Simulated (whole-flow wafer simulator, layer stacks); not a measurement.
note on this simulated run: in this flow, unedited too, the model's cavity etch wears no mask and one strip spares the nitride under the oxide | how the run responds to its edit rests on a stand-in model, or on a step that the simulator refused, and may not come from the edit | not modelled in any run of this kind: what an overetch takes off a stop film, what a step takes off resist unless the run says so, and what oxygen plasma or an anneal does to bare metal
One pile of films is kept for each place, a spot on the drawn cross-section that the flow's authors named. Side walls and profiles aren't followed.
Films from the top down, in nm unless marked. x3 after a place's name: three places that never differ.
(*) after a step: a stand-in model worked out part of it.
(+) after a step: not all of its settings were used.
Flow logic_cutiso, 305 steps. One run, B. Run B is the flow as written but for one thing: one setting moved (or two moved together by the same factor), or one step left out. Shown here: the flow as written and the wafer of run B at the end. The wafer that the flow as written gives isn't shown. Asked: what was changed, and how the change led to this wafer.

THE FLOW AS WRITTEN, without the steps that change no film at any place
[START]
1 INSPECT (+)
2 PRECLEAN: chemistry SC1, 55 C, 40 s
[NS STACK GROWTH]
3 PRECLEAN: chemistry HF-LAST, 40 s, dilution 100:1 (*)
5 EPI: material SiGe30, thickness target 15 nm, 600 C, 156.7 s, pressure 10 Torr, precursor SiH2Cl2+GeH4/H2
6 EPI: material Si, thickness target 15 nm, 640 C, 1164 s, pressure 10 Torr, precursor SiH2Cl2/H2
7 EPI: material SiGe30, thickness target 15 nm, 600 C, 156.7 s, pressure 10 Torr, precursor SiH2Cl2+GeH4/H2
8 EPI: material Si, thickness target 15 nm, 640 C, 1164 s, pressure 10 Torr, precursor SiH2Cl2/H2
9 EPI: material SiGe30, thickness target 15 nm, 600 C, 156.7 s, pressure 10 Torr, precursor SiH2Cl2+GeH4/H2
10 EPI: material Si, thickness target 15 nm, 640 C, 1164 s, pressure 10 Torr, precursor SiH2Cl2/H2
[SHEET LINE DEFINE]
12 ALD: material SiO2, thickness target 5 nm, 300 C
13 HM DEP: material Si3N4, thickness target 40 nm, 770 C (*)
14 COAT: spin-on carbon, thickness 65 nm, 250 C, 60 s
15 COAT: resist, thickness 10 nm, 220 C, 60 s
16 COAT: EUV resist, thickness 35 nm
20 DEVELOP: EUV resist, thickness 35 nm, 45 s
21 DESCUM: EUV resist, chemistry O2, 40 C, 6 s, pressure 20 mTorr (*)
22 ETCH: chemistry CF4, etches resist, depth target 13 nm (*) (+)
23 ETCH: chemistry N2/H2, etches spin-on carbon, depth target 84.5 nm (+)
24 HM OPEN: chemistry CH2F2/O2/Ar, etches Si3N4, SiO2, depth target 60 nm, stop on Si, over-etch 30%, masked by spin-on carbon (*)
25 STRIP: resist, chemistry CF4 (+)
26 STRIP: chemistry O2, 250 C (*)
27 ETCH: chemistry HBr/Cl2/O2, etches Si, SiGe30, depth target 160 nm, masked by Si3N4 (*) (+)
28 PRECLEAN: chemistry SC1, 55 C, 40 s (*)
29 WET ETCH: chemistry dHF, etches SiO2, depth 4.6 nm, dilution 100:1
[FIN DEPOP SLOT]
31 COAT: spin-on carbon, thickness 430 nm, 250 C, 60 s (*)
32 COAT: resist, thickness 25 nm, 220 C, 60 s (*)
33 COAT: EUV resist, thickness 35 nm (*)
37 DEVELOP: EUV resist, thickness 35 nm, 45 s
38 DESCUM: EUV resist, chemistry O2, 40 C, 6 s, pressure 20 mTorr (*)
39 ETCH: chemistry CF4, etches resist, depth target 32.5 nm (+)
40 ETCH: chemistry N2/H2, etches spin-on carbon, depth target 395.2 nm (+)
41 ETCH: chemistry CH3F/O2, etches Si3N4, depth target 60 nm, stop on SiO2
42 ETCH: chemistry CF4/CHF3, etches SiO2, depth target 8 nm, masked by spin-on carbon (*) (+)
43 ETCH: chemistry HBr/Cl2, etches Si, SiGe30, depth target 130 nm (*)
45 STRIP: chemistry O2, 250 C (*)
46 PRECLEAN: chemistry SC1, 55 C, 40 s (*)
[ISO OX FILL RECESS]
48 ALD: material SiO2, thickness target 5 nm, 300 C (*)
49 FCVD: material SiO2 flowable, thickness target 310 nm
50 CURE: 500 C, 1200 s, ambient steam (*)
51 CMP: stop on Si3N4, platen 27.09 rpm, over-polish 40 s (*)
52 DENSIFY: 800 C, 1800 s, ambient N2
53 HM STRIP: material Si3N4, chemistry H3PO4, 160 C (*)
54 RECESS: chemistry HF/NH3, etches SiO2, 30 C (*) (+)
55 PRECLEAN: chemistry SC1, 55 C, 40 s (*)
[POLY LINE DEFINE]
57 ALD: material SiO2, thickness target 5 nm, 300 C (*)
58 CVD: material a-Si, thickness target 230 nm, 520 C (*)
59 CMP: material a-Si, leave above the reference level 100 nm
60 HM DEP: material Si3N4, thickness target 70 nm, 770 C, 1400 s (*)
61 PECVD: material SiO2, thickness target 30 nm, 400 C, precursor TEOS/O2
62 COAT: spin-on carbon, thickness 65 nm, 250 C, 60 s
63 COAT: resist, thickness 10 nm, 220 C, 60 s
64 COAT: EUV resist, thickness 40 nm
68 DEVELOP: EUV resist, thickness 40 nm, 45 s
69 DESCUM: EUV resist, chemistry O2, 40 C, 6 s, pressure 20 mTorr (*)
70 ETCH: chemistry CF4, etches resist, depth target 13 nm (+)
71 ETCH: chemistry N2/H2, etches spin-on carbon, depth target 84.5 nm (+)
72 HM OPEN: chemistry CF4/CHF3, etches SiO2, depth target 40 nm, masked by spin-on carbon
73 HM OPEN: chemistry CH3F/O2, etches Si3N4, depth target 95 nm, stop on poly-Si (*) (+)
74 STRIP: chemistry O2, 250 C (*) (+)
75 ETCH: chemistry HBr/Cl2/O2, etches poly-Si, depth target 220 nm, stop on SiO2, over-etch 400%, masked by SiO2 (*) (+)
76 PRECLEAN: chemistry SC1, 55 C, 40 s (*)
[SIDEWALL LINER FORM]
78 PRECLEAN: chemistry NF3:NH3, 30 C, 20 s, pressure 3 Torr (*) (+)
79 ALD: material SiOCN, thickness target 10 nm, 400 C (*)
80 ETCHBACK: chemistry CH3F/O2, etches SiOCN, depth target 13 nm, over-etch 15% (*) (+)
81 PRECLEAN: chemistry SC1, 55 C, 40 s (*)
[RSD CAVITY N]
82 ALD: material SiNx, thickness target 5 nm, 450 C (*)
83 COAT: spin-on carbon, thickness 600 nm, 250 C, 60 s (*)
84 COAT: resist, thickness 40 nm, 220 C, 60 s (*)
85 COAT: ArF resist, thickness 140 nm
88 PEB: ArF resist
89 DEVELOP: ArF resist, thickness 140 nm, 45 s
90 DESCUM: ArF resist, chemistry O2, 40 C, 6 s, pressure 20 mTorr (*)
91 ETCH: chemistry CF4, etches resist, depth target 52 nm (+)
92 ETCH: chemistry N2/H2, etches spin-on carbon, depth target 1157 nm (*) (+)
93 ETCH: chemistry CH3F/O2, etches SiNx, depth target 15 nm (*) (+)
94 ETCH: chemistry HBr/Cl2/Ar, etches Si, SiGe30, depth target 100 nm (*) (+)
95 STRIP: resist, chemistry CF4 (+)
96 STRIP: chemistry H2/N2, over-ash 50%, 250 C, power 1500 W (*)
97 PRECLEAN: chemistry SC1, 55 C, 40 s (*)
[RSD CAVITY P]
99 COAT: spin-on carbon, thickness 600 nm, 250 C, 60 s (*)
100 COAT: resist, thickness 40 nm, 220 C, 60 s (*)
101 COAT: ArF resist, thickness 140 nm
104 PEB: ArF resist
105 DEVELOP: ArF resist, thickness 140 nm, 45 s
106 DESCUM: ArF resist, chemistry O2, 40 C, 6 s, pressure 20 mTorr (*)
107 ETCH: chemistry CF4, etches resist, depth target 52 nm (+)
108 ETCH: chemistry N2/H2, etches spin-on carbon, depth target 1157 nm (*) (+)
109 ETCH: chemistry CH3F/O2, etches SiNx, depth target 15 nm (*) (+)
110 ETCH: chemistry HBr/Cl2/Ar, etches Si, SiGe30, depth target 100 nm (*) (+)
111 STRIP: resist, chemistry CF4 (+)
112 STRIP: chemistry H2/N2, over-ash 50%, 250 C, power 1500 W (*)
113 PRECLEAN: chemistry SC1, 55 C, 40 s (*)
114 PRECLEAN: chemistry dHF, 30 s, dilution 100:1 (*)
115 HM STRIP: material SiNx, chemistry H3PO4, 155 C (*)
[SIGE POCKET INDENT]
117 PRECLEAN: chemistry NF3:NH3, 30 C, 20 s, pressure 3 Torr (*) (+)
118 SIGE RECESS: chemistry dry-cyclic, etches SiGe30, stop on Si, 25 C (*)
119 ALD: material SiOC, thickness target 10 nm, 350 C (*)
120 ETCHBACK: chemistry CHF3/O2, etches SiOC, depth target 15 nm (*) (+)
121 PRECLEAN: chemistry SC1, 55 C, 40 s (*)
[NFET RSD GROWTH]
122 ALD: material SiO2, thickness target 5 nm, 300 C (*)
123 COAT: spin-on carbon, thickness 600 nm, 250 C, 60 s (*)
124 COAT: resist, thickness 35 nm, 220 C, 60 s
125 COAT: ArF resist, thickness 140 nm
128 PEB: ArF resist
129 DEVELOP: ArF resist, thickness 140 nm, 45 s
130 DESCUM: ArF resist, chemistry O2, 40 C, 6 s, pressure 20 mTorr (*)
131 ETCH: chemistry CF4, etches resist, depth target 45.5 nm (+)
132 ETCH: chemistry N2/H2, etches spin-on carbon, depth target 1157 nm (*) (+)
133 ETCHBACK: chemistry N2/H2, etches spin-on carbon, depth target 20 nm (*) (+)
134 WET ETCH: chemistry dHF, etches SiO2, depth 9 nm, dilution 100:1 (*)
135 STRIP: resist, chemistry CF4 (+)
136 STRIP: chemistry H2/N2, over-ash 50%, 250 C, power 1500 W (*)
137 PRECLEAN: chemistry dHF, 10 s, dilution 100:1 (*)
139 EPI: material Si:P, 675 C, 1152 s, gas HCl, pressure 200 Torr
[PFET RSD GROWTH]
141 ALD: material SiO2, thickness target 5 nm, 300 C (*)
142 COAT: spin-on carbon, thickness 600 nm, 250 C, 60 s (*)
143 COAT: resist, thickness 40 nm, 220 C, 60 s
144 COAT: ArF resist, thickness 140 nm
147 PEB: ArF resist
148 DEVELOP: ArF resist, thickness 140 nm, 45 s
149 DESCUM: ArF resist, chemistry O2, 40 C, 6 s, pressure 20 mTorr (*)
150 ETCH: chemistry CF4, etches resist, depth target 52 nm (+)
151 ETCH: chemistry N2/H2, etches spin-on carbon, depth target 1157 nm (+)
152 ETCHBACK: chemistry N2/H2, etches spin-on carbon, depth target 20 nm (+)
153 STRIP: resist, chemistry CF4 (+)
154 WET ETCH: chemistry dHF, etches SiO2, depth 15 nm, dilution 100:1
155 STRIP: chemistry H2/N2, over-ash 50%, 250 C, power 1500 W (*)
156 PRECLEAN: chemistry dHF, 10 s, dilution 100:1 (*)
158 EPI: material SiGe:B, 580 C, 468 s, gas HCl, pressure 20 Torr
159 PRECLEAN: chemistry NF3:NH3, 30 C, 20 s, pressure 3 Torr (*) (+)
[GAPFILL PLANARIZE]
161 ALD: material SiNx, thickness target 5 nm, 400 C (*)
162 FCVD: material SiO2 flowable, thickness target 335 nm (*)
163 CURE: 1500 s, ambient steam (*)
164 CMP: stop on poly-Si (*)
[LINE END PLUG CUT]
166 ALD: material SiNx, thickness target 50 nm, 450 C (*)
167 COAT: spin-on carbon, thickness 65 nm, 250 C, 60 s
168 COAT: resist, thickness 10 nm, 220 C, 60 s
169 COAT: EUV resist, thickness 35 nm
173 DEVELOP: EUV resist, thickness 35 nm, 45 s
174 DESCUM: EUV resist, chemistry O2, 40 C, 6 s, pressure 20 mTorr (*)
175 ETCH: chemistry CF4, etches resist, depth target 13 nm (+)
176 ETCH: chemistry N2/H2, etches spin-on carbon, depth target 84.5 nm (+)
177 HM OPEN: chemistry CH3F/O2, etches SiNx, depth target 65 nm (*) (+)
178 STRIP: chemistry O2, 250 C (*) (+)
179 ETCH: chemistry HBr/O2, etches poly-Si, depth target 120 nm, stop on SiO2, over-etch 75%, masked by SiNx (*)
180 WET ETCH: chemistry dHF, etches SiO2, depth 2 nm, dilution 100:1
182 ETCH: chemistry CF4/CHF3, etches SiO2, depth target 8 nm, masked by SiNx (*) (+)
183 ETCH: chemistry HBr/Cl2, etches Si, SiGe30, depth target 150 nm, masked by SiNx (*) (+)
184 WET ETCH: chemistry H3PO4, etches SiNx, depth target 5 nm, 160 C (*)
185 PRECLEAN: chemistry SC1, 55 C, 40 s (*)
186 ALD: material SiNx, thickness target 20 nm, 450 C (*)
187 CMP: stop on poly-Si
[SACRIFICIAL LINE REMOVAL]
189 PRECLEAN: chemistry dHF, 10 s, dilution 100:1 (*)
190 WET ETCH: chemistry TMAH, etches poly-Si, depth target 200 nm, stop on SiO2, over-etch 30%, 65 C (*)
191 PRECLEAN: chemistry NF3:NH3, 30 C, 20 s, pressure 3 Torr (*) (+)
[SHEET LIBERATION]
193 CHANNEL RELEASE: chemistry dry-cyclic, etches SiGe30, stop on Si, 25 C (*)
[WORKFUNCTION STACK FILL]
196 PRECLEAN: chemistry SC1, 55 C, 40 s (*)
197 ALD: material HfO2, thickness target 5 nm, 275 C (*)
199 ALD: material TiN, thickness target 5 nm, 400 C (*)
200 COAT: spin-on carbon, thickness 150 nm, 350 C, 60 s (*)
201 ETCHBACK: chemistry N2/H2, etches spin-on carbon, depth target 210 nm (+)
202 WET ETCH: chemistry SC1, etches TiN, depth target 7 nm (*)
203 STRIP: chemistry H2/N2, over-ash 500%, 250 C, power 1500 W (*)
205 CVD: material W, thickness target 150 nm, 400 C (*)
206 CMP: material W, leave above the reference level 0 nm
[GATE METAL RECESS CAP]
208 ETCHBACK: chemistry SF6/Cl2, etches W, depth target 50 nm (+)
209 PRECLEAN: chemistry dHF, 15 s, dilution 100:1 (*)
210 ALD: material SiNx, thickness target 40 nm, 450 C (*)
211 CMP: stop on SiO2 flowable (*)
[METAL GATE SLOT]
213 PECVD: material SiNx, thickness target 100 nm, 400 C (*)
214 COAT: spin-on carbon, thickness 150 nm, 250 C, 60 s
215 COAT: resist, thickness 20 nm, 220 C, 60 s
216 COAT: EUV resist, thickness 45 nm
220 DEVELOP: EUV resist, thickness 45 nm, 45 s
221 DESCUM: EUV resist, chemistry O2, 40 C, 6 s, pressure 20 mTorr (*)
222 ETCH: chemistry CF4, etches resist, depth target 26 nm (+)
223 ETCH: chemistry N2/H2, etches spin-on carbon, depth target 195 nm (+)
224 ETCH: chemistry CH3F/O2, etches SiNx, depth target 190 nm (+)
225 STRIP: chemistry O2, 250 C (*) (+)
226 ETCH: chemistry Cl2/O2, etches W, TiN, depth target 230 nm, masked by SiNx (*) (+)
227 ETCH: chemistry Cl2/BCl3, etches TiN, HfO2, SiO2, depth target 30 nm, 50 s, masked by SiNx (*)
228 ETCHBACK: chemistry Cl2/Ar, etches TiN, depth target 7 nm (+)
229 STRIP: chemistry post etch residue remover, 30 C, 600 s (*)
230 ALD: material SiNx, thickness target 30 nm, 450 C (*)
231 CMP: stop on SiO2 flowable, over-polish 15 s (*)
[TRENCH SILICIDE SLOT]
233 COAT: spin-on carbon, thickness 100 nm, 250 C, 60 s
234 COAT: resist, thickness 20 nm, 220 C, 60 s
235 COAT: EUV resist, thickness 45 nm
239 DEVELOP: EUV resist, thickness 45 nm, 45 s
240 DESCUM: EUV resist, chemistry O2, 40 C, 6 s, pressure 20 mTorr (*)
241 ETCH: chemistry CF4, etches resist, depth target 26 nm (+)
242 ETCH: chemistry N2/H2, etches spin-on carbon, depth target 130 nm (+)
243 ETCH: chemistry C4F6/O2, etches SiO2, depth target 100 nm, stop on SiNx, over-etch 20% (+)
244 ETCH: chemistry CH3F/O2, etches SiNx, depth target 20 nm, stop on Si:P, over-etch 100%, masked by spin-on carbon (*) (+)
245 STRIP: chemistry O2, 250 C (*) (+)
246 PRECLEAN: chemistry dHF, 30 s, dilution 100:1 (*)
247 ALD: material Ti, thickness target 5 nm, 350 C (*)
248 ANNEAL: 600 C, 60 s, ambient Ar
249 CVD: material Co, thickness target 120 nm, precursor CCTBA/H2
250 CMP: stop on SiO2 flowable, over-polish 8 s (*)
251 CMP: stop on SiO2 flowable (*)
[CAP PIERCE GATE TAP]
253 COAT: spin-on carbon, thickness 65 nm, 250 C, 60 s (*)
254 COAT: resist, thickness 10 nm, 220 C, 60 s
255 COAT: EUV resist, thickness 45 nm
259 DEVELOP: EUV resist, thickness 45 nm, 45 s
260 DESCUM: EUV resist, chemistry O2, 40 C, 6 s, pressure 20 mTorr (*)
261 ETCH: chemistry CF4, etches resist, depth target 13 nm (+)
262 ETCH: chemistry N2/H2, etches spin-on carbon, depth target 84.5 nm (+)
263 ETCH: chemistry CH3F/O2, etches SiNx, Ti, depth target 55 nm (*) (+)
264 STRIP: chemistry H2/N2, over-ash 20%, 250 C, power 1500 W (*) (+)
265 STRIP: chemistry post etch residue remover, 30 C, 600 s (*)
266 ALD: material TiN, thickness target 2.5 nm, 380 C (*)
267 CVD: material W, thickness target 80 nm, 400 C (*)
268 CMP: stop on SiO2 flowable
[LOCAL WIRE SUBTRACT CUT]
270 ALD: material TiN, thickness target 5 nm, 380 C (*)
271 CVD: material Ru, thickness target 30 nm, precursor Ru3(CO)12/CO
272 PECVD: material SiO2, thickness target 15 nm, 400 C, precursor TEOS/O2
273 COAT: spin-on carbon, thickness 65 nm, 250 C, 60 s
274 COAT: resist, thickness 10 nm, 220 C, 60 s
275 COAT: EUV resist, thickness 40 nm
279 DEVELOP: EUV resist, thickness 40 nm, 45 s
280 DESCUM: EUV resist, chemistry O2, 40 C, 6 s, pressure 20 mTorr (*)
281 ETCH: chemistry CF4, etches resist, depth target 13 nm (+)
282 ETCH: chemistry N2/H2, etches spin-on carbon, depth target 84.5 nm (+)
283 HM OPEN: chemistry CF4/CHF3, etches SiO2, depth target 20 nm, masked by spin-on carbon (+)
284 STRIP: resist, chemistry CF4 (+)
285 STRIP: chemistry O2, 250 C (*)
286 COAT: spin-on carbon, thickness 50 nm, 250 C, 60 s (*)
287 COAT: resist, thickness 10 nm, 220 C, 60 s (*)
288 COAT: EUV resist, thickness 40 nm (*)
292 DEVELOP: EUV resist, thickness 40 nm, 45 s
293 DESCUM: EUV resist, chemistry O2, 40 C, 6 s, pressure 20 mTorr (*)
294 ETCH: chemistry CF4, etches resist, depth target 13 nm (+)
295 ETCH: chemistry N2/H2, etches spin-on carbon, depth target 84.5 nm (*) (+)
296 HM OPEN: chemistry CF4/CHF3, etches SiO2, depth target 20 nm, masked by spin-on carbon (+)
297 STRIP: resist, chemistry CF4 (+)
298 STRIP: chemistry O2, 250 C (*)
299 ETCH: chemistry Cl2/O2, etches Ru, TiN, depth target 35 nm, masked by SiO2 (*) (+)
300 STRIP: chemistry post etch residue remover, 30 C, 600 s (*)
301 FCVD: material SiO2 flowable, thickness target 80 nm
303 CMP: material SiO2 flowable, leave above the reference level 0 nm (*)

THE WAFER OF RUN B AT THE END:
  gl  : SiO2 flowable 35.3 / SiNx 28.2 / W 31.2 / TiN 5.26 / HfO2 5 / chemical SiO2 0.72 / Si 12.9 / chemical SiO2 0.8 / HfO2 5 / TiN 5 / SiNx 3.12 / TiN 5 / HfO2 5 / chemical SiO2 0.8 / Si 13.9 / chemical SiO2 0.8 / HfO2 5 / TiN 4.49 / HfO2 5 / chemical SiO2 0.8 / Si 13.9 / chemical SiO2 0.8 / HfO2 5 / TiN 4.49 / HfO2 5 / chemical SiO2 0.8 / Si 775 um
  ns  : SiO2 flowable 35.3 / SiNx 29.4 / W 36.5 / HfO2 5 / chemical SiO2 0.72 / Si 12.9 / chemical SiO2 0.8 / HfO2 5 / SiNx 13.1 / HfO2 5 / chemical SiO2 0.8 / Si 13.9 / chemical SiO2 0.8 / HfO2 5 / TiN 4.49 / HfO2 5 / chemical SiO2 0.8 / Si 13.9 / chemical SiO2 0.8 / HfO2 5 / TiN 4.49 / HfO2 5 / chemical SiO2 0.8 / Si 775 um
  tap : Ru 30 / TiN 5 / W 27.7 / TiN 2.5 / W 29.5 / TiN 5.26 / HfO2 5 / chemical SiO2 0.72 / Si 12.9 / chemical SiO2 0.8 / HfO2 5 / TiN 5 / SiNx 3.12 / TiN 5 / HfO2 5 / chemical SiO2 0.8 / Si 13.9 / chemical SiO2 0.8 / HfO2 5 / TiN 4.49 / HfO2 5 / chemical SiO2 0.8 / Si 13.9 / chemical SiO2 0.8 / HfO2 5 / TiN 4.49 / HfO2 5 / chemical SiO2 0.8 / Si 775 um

The cause: step 9, EPI: thickness target 23.6 nm was run, where the flow has thickness target 15 nm; step 9, EPI: 246.8 s was run, where the flow has 156.7 s.

How the change led to this, step by step:
  9 EPI: material SiGe30, thickness target 15 nm, 600 C, 156.7 s, pressure 10 Torr, precursor SiH2Cl2+GeH4/H2
      depop, dpovl, gfld and 19 more: SiGe30 +23.6 (new film) (as written it would be: SiGe30 +15 (new film))
  27 ETCH: chemistry HBr/Cl2/O2, etches Si, SiGe30, depth target 160 nm, masked by Si3N4 (*) (+)
      gfld, gxf, iso, lnri: chemical SiO2 -0.79 (all of it), Si -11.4 (all of it), SiGe30 -23.6 (all of it), Si -15 (all of it), SiGe30 -15 (all of it), Si -15 (all of it), SiGe30 -15 (all of it), Si -65 (as written it would be: chemical SiO2 -0.79 (all of it), Si -11.4 (all of it), SiGe30 -15 (all of it), Si -15 (all of it), SiGe30 -15 (all of it), Si -15 (all of it), SiGe30 -15 (all of it), Si -73.6)
      dpovl, nsgap: chemical SiO2 -0.79 (all of it), Si -11.8 (all of it), SiGe30 -23.6 (all of it), Si -15 (all of it), SiGe30 -15 (all of it), Si -15 (all of it), SiGe30 -15 (all of it), Si -64.6 (as written it would be: chemical SiO2 -0.79 (all of it), Si -11.8 (all of it), SiGe30 -15 (all of it), Si -15 (all of it), SiGe30 -15 (all of it), Si -15 (all of it), SiGe30 -15 (all of it), Si -73.2)
      (and at 1 more place)
  43 ETCH: chemistry HBr/Cl2, etches Si, SiGe30, depth target 130 nm (*)
      depop: Si -14 (all of it), SiGe30 -23.6 (all of it), Si -15 (all of it), SiGe30 -15 (all of it), Si -15 (all of it), SiGe30 -15 (all of it), Si -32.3 (as written it would be: Si -14 (all of it), SiGe30 -15 (all of it), Si -15 (all of it), SiGe30 -15 (all of it), Si -15 (all of it), SiGe30 -15 (all of it), Si -41)
  94 ETCH: chemistry HBr/Cl2/Ar, etches Si, SiGe30, depth target 100 nm (*) (+)
      rsdn, rsdx: chemical SiO2 -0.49 (all of it), Si -12.8 (all of it), SiGe30 -23.6 (all of it), Si -15 (all of it), SiGe30 -15 (all of it), Si -15 (all of it), SiGe30 -15 (all of it), Si -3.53 (as written it would be: chemical SiO2 -0.49 (all of it), Si -12.8 (all of it), SiGe30 -15 (all of it), Si -15 (all of it), SiGe30 -15 (all of it), Si -15 (all of it), SiGe30 -15 (all of it), Si -12.2)
  110 ETCH: chemistry HBr/Cl2/Ar, etches Si, SiGe30, depth target 100 nm (*) (+)
      rsdp, rsdw: chemical SiO2 -0.49 (all of it), Si -12.8 (all of it), SiGe30 -23.6 (all of it), Si -15 (all of it), SiGe30 -15 (all of it), Si -15 (all of it), SiGe30 -15 (all of it), Si -3.53 (as written it would be: chemical SiO2 -0.49 (all of it), Si -12.8 (all of it), SiGe30 -15 (all of it), Si -15 (all of it), SiGe30 -15 (all of it), Si -15 (all of it), SiGe30 -15 (all of it), Si -12.2)
  118 SIGE RECESS: chemistry dry-cyclic, etches SiGe30, stop on Si, 25 C (*)
      lnr, lnrp, lnrt: SiOCN -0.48, Si -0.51, cavity +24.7 (new film), SiGe30 -23.6 (all of it), Si -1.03, cavity +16 (new film), SiGe30 -15 (all of it), Si -1.03, cavity +16 (new film), SiGe30 -15 (all of it), Si -0.51 (as written it would be: SiOCN -0.48, Si -0.51, cavity +16 (new film), SiGe30 -15 (all of it), Si -1.03, cavity +16 (new film), SiGe30 -15 (all of it), Si -1.03, cavity +16 (new film), SiGe30 -15 (all of it), Si -0.51)
  119 ALD: material SiOC, thickness target 10 nm, 350 C (*)
      lnr, lnrp, lnrt: SiOC +10 (new film), SiOC +24.7 (new film), cavity -24.7 (all of it), SiOC +16 (new film), cavity -16 (all of it), SiOC +16 (new film), cavity -16 (all of it) (as written it would be: SiOC +10 (new film), SiOC +16 (new film), cavity -16 (all of it), SiOC +16 (new film), cavity -16 (all of it), SiOC +16 (new film), cavity -16 (all of it))
  183 ETCH: chemistry HBr/Cl2, etches Si, SiGe30, depth target 150 nm, masked by SiNx (*) (+)
      plug: Si -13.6 (all of it), SiGe30 -23.6 (all of it), Si -15 (all of it), SiGe30 -15 (all of it), Si -15 (all of it), SiGe30 -15 (all of it), Si -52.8 (as written it would be: Si -13.6 (all of it), SiGe30 -15 (all of it), Si -15 (all of it), SiGe30 -15 (all of it), Si -15 (all of it), SiGe30 -15 (all of it), Si -61.4)
  193 CHANNEL RELEASE: chemistry dry-cyclic, etches SiGe30, stop on Si, 25 C (*)
      gl, glp, gxn, gxp, ns, tap: chemical SiO2 +0.8 (new film), Si -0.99, chemical SiO2 +0.8 (new film), cavity +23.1 (new film), chemical SiO2 +0.8 (new film), SiGe30 -23.6 (all of it), Si -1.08, chemical SiO2 +0.8 (new film), cavity +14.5 (new film), chemical SiO2 +0.8 (new film), SiGe30 -15 (all of it), Si -1.08, chemical SiO2 +0.8 (new film), cavity +14.5 (new film), chemical SiO2 +0.8 (new film), SiGe30 -15 (all of it), Si -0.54 (as written it would be: chemical SiO2 +0.8 (new film), Si -0.99, chemical SiO2 +0.8 (new film), cavity +14.5 (new film), chemical SiO2 +0.8 (new film), SiGe30 -15 (all of it), Si -1.08, chemical SiO2 +0.8 (new film), cavity +14.5 (new film), chemical SiO2 +0.8 (new film), SiGe30 -15 (all of it), Si -1.08, chemical SiO2 +0.8 (new film), cavity +14.5 (new film), chemical SiO2 +0.8 (new film), SiGe30 -15 (all of it), Si -0.54)
  199 ALD: material TiN, thickness target 5 nm, 400 C (*)
      gl, glp, tap: TiN +5.26 (new film), TiN +5 (new film), cavity -10, TiN +5 (new film), TiN +4.49 (new film), cavity -4.49 (all of it), TiN +4.49 (new film), cavity -4.49 (all of it) (as written it would be: TiN +5.26 (new film), TiN +4.49 (new film), cavity -4.49 (all of it), TiN +4.49 (new film), cavity -4.49 (all of it), TiN +4.49 (new film), cavity -4.49 (all of it))
      gxn, gxp, ns: TiN +5 (new film), TiN +5 (new film), cavity -10, TiN +5 (new film), TiN +4.49 (new film), cavity -4.49 (all of it), TiN +4.49 (new film), cavity -4.49 (all of it) (as written it would be: TiN +5 (new film), TiN +4.49 (new film), cavity -4.49 (all of it), TiN +4.49 (new film), cavity -4.49 (all of it), TiN +4.49 (new film), cavity -4.49 (all of it))
  202 WET ETCH: chemistry SC1, etches TiN, depth target 7 nm (*)
      ns: TiN -5 (all of it), TiN -5 (all of it), cavity +10, TiN -5 (all of it) (as written it would be: TiN -5 (all of it))
  210 ALD: material SiNx, thickness target 40 nm, 450 C (*)
      gl, glp, gxn, gxp, tap: SiNx +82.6 (new film), SiNx +3.12 (new film), cavity -3.12 (all of it) (as written it would be: SiNx +82.6 (new film))
      ns: SiNx +40 (new film), SiNx +13.1 (new film), cavity -13.1 (all of it) (as written it would be: SiNx +40 (new film))
Counting metal films that touch as one body, gl has 5 bodies (between them, from the top down: HfO2 5 / chemical SiO2 0.72 / Si 12.9 / chemical SiO2 0.8 / HfO2 5; SiNx 3.12; HfO2 5 / chemical SiO2 0.8 / Si 13.9 / chemical SiO2 0.8 / HfO2 5; HfO2 5 / chemical SiO2 0.8 / Si 13.9 / chemical SiO2 0.8 / HfO2 5); the flow as written gives 4 bodies (between them, from the top down: HfO2 5 / chemical SiO2 0.72 / Si 12.9 / chemical SiO2 0.8 / HfO2 5; HfO2 5 / chemical SiO2 0.8 / Si 13.9 / chemical SiO2 0.8 / HfO2 5; HfO2 5 / chemical SiO2 0.8 / Si 13.9 / chemical SiO2 0.8 / HfO2 5).
Counting metal films that touch as one body, ns has 3 bodies (between them, from the top down: HfO2 5 / chemical SiO2 0.72 / Si 12.9 / chemical SiO2 0.8 / HfO2 5 / SiNx 13.1 / HfO2 5 / chemical SiO2 0.8 / Si 13.9 / chemical SiO2 0.8 / HfO2 5; HfO2 5 / chemical SiO2 0.8 / Si 13.9 / chemical SiO2 0.8 / HfO2 5); the flow as written gives 4 bodies (between them, from the top down: HfO2 5 / chemical SiO2 0.72 / Si 12.9 / chemical SiO2 0.8 / HfO2 5; HfO2 5 / chemical SiO2 0.8 / Si 13.9 / chemical SiO2 0.8 / HfO2 5; HfO2 5 / chemical SiO2 0.8 / Si 13.9 / chemical SiO2 0.8 / HfO2 5).
Counting metal films that touch as one body, tap has 5 bodies (between them, from the top down: HfO2 5 / chemical SiO2 0.72 / Si 12.9 / chemical SiO2 0.8 / HfO2 5; SiNx 3.12; HfO2 5 / chemical SiO2 0.8 / Si 13.9 / chemical SiO2 0.8 / HfO2 5; HfO2 5 / chemical SiO2 0.8 / Si 13.9 / chemical SiO2 0.8 / HfO2 5); the flow as written gives 4 bodies (between them, from the top down: HfO2 5 / chemical SiO2 0.72 / Si 12.9 / chemical SiO2 0.8 / HfO2 5; HfO2 5 / chemical SiO2 0.8 / Si 13.9 / chemical SiO2 0.8 / HfO2 5; HfO2 5 / chemical SiO2 0.8 / Si 13.9 / chemical SiO2 0.8 / HfO2 5).
